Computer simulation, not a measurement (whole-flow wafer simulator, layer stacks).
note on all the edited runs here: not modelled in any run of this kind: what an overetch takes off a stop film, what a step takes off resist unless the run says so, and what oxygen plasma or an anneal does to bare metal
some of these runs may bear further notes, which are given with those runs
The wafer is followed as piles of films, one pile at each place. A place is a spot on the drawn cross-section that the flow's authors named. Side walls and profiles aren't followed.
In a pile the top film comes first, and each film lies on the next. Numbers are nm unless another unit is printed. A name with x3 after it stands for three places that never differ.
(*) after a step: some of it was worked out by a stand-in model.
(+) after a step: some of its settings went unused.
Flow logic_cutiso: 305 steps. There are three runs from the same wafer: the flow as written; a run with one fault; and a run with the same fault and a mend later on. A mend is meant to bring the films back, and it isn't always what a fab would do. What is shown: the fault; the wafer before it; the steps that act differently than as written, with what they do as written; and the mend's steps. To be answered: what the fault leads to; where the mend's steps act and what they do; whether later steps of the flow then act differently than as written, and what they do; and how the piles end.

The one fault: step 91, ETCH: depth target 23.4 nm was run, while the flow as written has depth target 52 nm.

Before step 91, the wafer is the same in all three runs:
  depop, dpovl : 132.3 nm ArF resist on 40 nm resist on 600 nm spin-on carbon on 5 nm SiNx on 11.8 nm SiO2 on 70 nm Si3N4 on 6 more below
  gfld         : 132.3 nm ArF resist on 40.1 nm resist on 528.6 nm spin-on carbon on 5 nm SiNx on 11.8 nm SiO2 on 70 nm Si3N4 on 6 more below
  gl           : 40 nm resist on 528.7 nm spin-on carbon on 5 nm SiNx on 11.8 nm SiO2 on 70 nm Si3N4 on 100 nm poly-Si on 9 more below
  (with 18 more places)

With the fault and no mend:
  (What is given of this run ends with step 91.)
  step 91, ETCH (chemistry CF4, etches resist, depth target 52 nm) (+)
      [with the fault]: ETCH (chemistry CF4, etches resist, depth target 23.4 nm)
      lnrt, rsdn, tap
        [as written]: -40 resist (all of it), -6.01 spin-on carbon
        [with the fault]: -23.4 resist
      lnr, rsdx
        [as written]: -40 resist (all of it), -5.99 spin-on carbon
        [with the fault]: -23.4 resist
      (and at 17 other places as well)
  After step 91, at depop, dpovl, gfld and 19 more, the piles differ from the flow's by more than 2% or 0.5 nm, whichever is larger.
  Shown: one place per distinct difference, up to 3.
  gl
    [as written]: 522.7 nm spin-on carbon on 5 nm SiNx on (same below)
    [with the fault]: 16.6 nm resist on 528.7 nm spin-on carbon on 5 nm SiNx on (same below)
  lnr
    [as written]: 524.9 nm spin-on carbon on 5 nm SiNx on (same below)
    [with the fault]: 16.6 nm resist on 530.9 nm spin-on carbon on 5 nm SiNx on (same below)
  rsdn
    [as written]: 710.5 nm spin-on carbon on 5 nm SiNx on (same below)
    [with the fault]: 16.6 nm resist on 716.5 nm spin-on carbon on 5 nm SiNx on (same below)

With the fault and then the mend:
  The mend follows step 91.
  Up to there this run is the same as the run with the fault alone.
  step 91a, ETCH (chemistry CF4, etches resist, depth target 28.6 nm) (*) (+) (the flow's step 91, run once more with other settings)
      depop, dpovl, gfld and 12 more
        -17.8 ArF resist
      gxn, lnr, rsdx
        -16.6 resist (all of it), -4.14 spin-on carbon
      lnrt, rsdn
        -16.6 resist (all of it), -4.16 spin-on carbon
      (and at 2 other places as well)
  Steps further on in the flow that do not act as written (2 more steps, not shown, differ only slightly: by at most 2% or 0.5 nm, whichever is larger):
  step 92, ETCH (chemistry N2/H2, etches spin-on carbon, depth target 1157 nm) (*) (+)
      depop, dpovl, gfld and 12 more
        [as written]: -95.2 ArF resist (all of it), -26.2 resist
        [with the mend]: -97.8 ArF resist (all of it), -26.2 resist
  The piles end the same as the flow's at every place that both follow.
